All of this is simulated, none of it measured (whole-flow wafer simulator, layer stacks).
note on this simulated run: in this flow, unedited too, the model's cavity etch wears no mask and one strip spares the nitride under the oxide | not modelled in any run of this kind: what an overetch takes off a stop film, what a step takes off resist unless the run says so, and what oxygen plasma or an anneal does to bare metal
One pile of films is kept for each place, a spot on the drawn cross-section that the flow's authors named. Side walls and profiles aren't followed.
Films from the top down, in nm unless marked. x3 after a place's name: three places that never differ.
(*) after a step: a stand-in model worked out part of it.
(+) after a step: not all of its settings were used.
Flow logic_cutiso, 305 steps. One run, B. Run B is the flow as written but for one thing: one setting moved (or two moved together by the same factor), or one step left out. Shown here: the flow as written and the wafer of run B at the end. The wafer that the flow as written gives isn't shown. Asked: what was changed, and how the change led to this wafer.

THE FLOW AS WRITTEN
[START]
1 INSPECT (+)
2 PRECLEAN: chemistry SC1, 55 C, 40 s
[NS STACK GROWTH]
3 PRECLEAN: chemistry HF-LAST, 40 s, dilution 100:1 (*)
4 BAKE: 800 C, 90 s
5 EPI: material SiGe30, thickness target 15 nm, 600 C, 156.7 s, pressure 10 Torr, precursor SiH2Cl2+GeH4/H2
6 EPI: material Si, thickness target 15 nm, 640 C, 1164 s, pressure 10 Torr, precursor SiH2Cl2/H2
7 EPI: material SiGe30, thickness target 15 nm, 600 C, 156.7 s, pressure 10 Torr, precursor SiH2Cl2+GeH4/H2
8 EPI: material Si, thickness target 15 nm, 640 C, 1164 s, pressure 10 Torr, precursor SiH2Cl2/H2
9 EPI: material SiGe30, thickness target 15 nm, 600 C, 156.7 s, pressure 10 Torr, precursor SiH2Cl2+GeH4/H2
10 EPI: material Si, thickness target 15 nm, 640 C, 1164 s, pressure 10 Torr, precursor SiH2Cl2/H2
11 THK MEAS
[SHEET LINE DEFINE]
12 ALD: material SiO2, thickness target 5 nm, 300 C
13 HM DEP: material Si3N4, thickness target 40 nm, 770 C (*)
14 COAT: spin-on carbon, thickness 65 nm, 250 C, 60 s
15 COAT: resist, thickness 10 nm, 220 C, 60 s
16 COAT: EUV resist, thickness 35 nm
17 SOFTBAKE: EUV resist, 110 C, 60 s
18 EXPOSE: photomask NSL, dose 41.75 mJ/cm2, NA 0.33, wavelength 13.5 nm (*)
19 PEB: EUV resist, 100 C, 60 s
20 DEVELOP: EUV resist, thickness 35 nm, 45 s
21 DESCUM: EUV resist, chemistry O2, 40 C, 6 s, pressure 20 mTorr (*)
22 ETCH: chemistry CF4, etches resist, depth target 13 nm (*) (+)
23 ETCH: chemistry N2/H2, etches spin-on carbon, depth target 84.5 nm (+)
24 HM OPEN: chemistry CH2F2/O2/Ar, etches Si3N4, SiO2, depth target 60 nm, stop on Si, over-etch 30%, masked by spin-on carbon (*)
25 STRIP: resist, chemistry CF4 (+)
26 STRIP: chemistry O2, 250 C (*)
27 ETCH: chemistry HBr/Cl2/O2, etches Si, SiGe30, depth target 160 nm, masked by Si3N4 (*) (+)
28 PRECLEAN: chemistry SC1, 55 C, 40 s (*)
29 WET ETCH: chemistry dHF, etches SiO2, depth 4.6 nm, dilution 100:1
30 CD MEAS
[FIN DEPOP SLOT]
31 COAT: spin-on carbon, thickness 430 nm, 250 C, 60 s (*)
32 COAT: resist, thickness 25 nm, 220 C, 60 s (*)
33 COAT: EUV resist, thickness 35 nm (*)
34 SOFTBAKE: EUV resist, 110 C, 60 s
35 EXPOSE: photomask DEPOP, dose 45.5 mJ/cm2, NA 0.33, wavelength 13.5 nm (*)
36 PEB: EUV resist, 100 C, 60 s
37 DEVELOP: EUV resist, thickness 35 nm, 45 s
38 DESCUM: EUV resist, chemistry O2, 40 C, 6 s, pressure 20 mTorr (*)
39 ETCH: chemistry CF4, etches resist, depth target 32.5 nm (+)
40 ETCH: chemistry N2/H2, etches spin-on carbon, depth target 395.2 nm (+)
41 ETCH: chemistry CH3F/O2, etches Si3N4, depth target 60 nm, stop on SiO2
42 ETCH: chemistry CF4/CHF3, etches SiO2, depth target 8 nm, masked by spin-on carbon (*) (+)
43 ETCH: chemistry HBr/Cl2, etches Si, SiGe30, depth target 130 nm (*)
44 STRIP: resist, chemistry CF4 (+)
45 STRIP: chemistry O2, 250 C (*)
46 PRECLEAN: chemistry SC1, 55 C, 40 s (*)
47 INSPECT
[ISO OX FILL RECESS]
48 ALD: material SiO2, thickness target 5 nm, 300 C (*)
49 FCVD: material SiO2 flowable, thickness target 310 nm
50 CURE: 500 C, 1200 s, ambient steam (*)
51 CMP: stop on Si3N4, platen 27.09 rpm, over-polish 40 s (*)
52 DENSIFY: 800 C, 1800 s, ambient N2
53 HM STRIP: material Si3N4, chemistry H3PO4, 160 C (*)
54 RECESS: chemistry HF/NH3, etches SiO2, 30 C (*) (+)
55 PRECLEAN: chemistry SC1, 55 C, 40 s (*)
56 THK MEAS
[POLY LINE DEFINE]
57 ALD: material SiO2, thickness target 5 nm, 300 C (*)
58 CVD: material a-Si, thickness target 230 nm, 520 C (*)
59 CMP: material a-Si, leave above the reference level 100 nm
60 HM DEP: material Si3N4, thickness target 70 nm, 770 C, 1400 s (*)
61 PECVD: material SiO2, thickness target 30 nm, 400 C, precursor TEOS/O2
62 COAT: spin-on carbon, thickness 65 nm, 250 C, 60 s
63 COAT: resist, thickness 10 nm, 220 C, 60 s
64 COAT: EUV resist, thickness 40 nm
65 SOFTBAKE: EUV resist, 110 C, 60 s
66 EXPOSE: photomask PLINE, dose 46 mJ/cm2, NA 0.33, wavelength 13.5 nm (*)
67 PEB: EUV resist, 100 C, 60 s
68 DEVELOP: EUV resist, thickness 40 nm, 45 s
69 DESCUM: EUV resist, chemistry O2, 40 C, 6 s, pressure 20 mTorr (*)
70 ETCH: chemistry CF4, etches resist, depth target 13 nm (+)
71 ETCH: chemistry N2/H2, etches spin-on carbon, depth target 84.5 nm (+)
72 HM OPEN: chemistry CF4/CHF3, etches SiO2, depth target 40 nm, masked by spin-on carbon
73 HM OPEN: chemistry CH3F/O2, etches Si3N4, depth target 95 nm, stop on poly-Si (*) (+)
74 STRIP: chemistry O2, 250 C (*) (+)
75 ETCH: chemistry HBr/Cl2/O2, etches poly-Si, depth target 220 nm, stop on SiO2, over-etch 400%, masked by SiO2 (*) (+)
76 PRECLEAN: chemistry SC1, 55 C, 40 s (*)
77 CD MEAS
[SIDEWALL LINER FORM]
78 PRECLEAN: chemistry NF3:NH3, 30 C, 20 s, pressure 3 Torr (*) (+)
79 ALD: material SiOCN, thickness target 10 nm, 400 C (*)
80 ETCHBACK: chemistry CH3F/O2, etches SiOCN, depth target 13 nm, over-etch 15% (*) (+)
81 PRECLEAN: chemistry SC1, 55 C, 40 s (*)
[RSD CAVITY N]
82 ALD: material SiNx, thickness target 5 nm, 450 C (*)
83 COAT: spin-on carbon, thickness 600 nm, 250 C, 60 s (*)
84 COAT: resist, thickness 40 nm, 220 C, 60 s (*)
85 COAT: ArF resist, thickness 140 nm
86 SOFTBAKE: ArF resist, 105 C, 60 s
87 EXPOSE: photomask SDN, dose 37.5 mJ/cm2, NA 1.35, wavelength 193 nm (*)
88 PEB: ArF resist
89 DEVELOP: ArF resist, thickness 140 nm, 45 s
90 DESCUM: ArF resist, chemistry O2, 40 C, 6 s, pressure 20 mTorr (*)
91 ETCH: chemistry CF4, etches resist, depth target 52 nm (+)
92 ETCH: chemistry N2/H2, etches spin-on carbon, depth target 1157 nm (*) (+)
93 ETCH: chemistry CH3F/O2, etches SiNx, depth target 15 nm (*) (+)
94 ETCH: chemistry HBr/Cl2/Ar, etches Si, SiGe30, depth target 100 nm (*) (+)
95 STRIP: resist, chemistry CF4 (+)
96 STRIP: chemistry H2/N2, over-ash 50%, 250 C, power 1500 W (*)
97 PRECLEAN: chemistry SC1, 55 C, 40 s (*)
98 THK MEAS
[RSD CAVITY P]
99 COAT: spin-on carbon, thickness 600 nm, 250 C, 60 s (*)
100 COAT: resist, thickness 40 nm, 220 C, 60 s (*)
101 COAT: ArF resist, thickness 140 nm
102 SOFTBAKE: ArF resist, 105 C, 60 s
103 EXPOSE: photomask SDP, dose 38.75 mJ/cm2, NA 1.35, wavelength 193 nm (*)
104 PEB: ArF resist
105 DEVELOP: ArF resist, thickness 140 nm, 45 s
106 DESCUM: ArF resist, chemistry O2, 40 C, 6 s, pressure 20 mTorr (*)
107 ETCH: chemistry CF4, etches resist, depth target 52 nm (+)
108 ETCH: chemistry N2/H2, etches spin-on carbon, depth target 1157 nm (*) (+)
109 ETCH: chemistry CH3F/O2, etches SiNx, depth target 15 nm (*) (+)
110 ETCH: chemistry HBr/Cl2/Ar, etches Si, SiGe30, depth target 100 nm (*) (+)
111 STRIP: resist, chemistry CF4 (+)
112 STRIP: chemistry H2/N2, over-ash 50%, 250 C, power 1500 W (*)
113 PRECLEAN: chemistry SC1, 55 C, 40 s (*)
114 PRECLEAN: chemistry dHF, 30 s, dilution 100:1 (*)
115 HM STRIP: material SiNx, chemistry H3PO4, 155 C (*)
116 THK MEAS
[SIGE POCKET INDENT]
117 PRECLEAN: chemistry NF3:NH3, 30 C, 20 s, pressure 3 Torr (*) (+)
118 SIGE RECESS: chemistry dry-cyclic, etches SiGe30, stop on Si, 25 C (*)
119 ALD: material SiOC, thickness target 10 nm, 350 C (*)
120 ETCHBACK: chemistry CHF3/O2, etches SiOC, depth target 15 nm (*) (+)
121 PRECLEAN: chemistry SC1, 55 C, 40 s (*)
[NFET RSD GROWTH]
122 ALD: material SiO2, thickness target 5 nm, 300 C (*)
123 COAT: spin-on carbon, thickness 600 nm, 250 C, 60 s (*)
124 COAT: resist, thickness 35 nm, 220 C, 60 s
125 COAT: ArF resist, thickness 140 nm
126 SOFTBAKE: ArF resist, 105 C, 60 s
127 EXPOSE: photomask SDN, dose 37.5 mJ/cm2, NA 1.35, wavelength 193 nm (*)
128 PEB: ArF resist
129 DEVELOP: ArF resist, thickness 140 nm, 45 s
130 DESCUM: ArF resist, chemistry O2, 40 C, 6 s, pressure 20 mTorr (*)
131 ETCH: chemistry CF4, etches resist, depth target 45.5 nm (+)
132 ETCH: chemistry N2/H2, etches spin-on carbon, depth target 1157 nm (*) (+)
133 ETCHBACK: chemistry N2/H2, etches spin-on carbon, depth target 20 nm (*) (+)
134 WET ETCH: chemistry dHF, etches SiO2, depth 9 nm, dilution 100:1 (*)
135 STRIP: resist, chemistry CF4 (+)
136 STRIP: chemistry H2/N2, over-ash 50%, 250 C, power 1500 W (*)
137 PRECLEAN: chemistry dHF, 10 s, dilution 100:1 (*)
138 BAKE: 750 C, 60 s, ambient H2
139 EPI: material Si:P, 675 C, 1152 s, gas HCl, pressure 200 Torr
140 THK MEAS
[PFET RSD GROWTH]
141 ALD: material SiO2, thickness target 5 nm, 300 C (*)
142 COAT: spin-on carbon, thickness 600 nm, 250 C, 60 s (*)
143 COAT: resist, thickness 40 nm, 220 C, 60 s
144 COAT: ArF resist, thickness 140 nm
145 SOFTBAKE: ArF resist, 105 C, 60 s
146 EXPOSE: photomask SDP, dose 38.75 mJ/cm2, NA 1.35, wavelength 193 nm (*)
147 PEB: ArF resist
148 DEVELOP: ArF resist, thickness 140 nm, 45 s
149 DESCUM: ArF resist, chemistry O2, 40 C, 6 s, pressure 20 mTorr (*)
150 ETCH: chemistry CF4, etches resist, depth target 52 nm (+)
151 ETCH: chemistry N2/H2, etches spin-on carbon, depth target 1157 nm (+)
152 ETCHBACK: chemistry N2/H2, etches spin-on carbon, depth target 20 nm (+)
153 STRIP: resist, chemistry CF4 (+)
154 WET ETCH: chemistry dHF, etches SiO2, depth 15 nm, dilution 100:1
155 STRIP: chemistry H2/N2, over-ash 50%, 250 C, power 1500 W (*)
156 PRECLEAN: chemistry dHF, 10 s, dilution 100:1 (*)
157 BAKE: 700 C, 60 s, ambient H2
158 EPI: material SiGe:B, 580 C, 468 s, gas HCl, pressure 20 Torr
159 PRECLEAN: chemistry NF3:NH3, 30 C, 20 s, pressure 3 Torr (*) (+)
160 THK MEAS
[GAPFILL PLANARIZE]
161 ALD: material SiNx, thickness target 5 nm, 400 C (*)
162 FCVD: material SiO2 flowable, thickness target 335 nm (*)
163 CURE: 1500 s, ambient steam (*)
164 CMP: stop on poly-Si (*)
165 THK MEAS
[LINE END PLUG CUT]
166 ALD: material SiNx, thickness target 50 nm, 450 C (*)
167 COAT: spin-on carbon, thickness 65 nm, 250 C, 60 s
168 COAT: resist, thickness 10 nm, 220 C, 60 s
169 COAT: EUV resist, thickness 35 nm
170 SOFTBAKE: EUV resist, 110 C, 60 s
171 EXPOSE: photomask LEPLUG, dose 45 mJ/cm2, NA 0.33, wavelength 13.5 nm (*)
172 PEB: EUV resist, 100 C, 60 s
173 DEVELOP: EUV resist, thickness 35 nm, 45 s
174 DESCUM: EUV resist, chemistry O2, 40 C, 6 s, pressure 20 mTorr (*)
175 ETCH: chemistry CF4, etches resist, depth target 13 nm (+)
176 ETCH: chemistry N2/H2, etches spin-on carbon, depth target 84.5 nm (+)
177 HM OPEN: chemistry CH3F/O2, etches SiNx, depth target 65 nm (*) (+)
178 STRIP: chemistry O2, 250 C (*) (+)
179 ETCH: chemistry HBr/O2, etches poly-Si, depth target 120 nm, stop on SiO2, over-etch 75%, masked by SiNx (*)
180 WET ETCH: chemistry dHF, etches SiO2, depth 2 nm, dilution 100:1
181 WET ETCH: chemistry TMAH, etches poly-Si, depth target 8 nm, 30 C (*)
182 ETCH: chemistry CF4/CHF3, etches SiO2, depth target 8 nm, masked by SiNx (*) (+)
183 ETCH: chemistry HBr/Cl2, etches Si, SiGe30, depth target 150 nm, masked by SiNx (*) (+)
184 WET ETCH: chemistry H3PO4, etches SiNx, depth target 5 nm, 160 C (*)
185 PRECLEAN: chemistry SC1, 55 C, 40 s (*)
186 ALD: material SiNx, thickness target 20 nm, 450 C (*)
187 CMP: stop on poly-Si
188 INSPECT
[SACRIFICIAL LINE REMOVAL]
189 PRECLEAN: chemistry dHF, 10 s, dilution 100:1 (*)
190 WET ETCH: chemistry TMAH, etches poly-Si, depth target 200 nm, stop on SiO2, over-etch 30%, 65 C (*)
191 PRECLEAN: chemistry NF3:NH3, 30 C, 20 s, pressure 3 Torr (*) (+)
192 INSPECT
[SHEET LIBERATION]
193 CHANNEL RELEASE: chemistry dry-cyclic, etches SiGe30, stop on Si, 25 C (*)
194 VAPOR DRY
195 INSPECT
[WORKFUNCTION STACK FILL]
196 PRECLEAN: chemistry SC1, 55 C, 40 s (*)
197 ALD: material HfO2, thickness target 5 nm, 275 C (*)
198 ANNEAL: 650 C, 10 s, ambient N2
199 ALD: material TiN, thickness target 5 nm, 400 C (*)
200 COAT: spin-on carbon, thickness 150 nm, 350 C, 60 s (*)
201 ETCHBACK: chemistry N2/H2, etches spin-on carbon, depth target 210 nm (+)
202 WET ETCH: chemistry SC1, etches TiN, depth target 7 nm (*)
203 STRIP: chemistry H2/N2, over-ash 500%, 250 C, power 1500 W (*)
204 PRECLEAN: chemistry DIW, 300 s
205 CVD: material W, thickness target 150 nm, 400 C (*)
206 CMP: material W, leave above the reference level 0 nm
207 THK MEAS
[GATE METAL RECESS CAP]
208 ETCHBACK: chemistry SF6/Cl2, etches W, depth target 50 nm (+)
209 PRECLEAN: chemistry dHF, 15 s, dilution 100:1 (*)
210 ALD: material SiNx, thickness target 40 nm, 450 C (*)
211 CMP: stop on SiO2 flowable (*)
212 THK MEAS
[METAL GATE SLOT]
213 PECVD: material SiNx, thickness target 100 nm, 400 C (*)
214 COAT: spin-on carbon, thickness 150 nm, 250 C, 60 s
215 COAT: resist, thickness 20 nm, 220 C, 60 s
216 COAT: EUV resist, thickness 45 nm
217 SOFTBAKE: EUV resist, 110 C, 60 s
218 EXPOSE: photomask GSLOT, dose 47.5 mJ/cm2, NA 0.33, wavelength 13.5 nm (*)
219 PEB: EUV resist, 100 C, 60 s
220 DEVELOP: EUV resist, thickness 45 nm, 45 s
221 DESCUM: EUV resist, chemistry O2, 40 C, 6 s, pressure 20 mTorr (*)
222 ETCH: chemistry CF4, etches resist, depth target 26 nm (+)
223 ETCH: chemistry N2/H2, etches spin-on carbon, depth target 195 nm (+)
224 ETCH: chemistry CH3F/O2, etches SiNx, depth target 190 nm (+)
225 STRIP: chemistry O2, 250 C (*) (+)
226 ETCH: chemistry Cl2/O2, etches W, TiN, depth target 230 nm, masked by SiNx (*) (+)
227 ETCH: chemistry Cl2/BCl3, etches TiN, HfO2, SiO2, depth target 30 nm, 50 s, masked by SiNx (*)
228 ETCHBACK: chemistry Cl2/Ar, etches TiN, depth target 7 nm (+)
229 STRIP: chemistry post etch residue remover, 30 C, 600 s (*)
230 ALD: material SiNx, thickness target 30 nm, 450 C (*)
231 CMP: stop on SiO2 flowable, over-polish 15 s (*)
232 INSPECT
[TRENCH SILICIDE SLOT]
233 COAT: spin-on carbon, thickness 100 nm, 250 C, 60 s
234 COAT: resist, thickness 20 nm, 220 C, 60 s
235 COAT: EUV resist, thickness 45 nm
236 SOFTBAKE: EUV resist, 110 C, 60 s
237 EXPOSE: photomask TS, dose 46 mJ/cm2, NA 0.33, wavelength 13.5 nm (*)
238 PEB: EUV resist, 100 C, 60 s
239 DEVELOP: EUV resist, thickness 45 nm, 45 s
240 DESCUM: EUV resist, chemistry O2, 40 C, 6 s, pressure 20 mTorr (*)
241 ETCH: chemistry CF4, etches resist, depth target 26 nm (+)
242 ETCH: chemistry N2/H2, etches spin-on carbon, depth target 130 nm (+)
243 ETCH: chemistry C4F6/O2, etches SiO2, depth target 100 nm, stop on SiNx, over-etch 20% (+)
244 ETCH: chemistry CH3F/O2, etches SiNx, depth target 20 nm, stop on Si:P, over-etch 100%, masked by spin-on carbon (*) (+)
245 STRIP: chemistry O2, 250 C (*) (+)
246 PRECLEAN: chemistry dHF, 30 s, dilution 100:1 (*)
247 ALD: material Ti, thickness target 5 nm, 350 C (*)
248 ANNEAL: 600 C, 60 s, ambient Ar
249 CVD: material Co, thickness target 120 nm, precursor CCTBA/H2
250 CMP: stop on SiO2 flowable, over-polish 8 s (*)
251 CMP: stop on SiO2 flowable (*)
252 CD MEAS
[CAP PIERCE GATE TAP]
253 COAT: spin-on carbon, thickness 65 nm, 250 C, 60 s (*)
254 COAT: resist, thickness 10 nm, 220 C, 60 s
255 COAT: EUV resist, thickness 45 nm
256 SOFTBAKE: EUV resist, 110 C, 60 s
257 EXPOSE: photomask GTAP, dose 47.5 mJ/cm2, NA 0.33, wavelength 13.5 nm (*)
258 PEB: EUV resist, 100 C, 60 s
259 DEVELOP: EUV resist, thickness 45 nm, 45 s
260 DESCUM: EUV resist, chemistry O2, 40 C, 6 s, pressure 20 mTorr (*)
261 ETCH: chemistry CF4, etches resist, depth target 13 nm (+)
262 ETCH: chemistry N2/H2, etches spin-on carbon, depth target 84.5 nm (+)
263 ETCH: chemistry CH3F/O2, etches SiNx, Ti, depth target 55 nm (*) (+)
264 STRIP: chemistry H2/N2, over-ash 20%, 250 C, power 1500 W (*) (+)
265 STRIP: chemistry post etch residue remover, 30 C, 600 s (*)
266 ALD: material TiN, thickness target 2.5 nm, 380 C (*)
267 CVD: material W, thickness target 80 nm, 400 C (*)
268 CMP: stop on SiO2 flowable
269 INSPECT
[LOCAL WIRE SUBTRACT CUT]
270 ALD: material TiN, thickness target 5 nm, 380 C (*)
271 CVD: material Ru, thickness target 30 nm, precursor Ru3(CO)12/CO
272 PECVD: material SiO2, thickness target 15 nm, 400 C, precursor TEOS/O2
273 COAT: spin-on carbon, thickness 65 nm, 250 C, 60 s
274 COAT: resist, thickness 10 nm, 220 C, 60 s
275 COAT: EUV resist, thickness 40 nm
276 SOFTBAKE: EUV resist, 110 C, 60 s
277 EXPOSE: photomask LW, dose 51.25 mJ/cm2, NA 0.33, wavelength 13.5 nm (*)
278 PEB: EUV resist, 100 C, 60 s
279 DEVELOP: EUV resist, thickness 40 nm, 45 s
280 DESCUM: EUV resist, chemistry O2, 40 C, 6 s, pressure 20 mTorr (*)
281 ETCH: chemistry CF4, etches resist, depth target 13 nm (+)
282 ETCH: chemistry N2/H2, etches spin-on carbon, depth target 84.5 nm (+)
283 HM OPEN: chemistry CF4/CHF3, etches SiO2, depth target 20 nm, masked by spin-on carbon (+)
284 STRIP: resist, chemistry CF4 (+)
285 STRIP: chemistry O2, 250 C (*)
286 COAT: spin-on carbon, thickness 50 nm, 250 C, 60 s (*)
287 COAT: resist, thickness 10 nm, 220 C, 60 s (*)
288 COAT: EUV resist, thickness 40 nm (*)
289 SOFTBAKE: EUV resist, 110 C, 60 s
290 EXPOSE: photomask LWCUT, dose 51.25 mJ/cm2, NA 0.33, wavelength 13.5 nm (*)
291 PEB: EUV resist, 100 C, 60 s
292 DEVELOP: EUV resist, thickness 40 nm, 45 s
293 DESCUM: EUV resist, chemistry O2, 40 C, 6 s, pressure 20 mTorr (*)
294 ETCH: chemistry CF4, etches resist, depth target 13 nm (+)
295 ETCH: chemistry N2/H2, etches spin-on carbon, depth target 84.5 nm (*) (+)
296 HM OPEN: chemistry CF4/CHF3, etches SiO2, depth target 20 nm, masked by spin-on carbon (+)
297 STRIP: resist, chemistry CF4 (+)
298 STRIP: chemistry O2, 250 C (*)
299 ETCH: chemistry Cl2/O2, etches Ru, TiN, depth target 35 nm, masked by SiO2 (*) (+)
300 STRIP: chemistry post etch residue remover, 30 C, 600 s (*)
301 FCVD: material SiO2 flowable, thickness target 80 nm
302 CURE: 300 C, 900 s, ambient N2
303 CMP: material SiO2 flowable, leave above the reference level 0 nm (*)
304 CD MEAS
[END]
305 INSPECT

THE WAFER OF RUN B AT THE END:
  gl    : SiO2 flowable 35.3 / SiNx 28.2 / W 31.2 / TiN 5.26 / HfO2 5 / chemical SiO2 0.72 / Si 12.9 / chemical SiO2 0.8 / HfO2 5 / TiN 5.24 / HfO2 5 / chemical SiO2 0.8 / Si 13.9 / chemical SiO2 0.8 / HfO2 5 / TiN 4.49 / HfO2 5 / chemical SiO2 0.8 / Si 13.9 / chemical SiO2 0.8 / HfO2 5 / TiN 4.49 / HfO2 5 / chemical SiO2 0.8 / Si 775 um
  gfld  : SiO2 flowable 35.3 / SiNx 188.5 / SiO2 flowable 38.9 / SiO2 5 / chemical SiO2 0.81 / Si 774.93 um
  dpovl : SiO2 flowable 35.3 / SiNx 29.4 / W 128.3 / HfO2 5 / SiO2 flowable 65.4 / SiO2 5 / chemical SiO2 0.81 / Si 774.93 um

The cause: step 9, EPI: 164.5 s was run, where the flow has 156.7 s.

How the change led to this, step by step:
  9 EPI: material SiGe30, thickness target 15 nm, 600 C, 156.7 s, pressure 10 Torr, precursor SiH2Cl2+GeH4/H2
      depop, dpovl, gfld and 19 more: SiGe30 +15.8 (new film) (as written it would be: SiGe30 +15 (new film))
  27 ETCH: chemistry HBr/Cl2/O2, etches Si, SiGe30, depth target 160 nm, masked by Si3N4 (*) (+)
      gfld, gxf, iso, lnri: chemical SiO2 -0.79 (all of it), Si -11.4 (all of it), SiGe30 -15.8 (all of it), Si -15 (all of it), SiGe30 -15 (all of it), Si -15 (all of it), SiGe30 -15 (all of it), Si -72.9 (as written it would be: chemical SiO2 -0.79 (all of it), Si -11.4 (all of it), SiGe30 -15 (all of it), Si -15 (all of it), SiGe30 -15 (all of it), Si -15 (all of it), SiGe30 -15 (all of it), Si -73.6)
      dpovl, nsgap: chemical SiO2 -0.79 (all of it), Si -11.8 (all of it), SiGe30 -15.8 (all of it), Si -15 (all of it), SiGe30 -15 (all of it), Si -15 (all of it), SiGe30 -15 (all of it), Si -72.5 (as written it would be: chemical SiO2 -0.79 (all of it), Si -11.8 (all of it), SiGe30 -15 (all of it), Si -15 (all of it), SiGe30 -15 (all of it), Si -15 (all of it), SiGe30 -15 (all of it), Si -73.2)
      (and at 1 more place)
  43 ETCH: chemistry HBr/Cl2, etches Si, SiGe30, depth target 130 nm (*)
      depop: Si -14 (all of it), SiGe30 -15.8 (all of it), Si -15 (all of it), SiGe30 -15 (all of it), Si -15 (all of it), SiGe30 -15 (all of it), Si -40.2 (as written it would be: Si -14 (all of it), SiGe30 -15 (all of it), Si -15 (all of it), SiGe30 -15 (all of it), Si -15 (all of it), SiGe30 -15 (all of it), Si -41)
  94 ETCH: chemistry HBr/Cl2/Ar, etches Si, SiGe30, depth target 100 nm (*) (+)
      rsdn, rsdx: chemical SiO2 -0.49 (all of it), Si -12.8 (all of it), SiGe30 -15.8 (all of it), Si -15 (all of it), SiGe30 -15 (all of it), Si -15 (all of it), SiGe30 -15 (all of it), Si -11.4 (as written it would be: chemical SiO2 -0.49 (all of it), Si -12.8 (all of it), SiGe30 -15 (all of it), Si -15 (all of it), SiGe30 -15 (all of it), Si -15 (all of it), SiGe30 -15 (all of it), Si -12.2)
  110 ETCH: chemistry HBr/Cl2/Ar, etches Si, SiGe30, depth target 100 nm (*) (+)
      rsdp, rsdw: chemical SiO2 -0.49 (all of it), Si -12.8 (all of it), SiGe30 -15.8 (all of it), Si -15 (all of it), SiGe30 -15 (all of it), Si -15 (all of it), SiGe30 -15 (all of it), Si -11.4 (as written it would be: chemical SiO2 -0.49 (all of it), Si -12.8 (all of it), SiGe30 -15 (all of it), Si -15 (all of it), SiGe30 -15 (all of it), Si -15 (all of it), SiGe30 -15 (all of it), Si -12.2)
  118 SIGE RECESS: chemistry dry-cyclic, etches SiGe30, stop on Si, 25 C (*)
      lnr, lnrp, lnrt: SiOCN -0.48, Si -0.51, cavity +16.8 (new film), SiGe30 -15.8 (all of it), Si -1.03, cavity +16 (new film), SiGe30 -15 (all of it), Si -1.03, cavity +16 (new film), SiGe30 -15 (all of it), Si -0.51 (as written it would be: SiOCN -0.48, Si -0.51, cavity +16 (new film), SiGe30 -15 (all of it), Si -1.03, cavity +16 (new film), SiGe30 -15 (all of it), Si -1.03, cavity +16 (new film), SiGe30 -15 (all of it), Si -0.51)
  119 ALD: material SiOC, thickness target 10 nm, 350 C (*)
      lnr, lnrp, lnrt: SiOC +10 (new film), SiOC +16.8 (new film), cavity -16.8 (all of it), SiOC +16 (new film), cavity -16 (all of it), SiOC +16 (new film), cavity -16 (all of it) (as written it would be: SiOC +10 (new film), SiOC +16 (new film), cavity -16 (all of it), SiOC +16 (new film), cavity -16 (all of it), SiOC +16 (new film), cavity -16 (all of it))
  183 ETCH: chemistry HBr/Cl2, etches Si, SiGe30, depth target 150 nm, masked by SiNx (*) (+)
      plug: Si -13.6 (all of it), SiGe30 -15.8 (all of it), Si -15 (all of it), SiGe30 -15 (all of it), Si -15 (all of it), SiGe30 -15 (all of it), Si -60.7 (as written it would be: Si -13.6 (all of it), SiGe30 -15 (all of it), Si -15 (all of it), SiGe30 -15 (all of it), Si -15 (all of it), SiGe30 -15 (all of it), Si -61.4)
  193 CHANNEL RELEASE: chemistry dry-cyclic, etches SiGe30, stop on Si, 25 C (*)
      gl, glp, gxn, gxp, ns, tap: chemical SiO2 +0.8 (new film), Si -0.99, chemical SiO2 +0.8 (new film), cavity +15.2 (new film), chemical SiO2 +0.8 (new film), SiGe30 -15.8 (all of it), Si -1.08, chemical SiO2 +0.8 (new film), cavity +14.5 (new film), chemical SiO2 +0.8 (new film), SiGe30 -15 (all of it), Si -1.08, chemical SiO2 +0.8 (new film), cavity +14.5 (new film), chemical SiO2 +0.8 (new film), SiGe30 -15 (all of it), Si -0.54 (as written it would be: chemical SiO2 +0.8 (new film), Si -0.99, chemical SiO2 +0.8 (new film), cavity +14.5 (new film), chemical SiO2 +0.8 (new film), SiGe30 -15 (all of it), Si -1.08, chemical SiO2 +0.8 (new film), cavity +14.5 (new film), chemical SiO2 +0.8 (new film), SiGe30 -15 (all of it), Si -1.08, chemical SiO2 +0.8 (new film), cavity +14.5 (new film), chemical SiO2 +0.8 (new film), SiGe30 -15 (all of it), Si -0.54)
  199 ALD: material TiN, thickness target 5 nm, 400 C (*)
      gl, glp, tap: TiN +5.26 (new film), TiN +5.24 (new film), cavity -5.24 (all of it), TiN +4.49 (new film), cavity -4.49 (all of it), TiN +4.49 (new film), cavity -4.49 (all of it) (as written it would be: TiN +5.26 (new film), TiN +4.49 (new film), cavity -4.49 (all of it), TiN +4.49 (new film), cavity -4.49 (all of it), TiN +4.49 (new film), cavity -4.49 (all of it))
      gxn, gxp, ns: TiN +5 (new film), TiN +5.24 (new film), cavity -5.24 (all of it), TiN +4.49 (new film), cavity -4.49 (all of it), TiN +4.49 (new film), cavity -4.49 (all of it) (as written it would be: TiN +5 (new film), TiN +4.49 (new film), cavity -4.49 (all of it), TiN +4.49 (new film), cavity -4.49 (all of it), TiN +4.49 (new film), cavity -4.49 (all of it))
